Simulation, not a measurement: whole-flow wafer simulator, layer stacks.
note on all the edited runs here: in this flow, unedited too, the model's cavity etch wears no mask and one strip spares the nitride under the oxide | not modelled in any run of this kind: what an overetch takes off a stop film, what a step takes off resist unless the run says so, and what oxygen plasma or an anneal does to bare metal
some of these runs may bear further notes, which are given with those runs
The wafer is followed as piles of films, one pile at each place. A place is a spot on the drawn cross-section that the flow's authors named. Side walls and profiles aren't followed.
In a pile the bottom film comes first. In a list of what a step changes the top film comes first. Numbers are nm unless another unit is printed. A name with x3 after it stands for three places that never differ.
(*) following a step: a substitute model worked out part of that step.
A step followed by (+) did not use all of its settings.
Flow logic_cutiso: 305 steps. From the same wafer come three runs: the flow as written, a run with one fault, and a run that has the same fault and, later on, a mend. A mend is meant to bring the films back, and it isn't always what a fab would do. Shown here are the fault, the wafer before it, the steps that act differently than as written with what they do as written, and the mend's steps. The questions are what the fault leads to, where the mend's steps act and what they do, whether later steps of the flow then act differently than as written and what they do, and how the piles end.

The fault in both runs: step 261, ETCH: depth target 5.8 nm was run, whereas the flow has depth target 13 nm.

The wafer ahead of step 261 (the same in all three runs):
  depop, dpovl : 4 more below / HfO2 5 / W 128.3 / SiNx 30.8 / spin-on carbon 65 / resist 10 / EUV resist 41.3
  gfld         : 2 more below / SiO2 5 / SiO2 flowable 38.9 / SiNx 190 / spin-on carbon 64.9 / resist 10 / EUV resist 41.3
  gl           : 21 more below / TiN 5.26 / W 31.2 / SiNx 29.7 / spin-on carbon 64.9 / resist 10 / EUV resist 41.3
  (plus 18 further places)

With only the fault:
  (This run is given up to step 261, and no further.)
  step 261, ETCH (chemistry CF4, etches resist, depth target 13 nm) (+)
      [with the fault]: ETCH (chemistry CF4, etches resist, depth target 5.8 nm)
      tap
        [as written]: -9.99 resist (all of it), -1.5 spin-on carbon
        [with the fault]: -5.8 resist
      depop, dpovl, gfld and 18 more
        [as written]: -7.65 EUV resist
        [with the fault]: -3.41 EUV resist
  Once step 261 is done, the piles at depop, dpovl, gfld and 19 more depart from the flow's by more than 2% or 0.5 nm, whichever is larger.
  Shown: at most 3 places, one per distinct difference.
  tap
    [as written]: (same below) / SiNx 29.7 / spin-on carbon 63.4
    [with the fault]: (same below) / SiNx 29.7 / spin-on carbon 64.9 / resist 4.19
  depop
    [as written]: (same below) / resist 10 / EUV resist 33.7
    [with the fault]: (same below) / resist 10 / EUV resist 37.9
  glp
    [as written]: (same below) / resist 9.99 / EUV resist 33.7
    [with the fault]: (same below) / resist 9.99 / EUV resist 37.9

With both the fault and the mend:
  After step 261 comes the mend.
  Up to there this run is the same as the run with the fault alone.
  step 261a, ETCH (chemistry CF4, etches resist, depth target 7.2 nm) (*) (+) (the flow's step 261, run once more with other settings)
      depop, dpovl, gfld and 18 more
        -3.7 EUV resist
      tap
        -4.19 resist (all of it), -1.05 spin-on carbon
  None of the later steps of the flow differs from how it acts as written, at any place that is followed, by more than 2% or 0.5 nm, whichever is larger.
  The piles end the same as the flow's at every place that both follow.
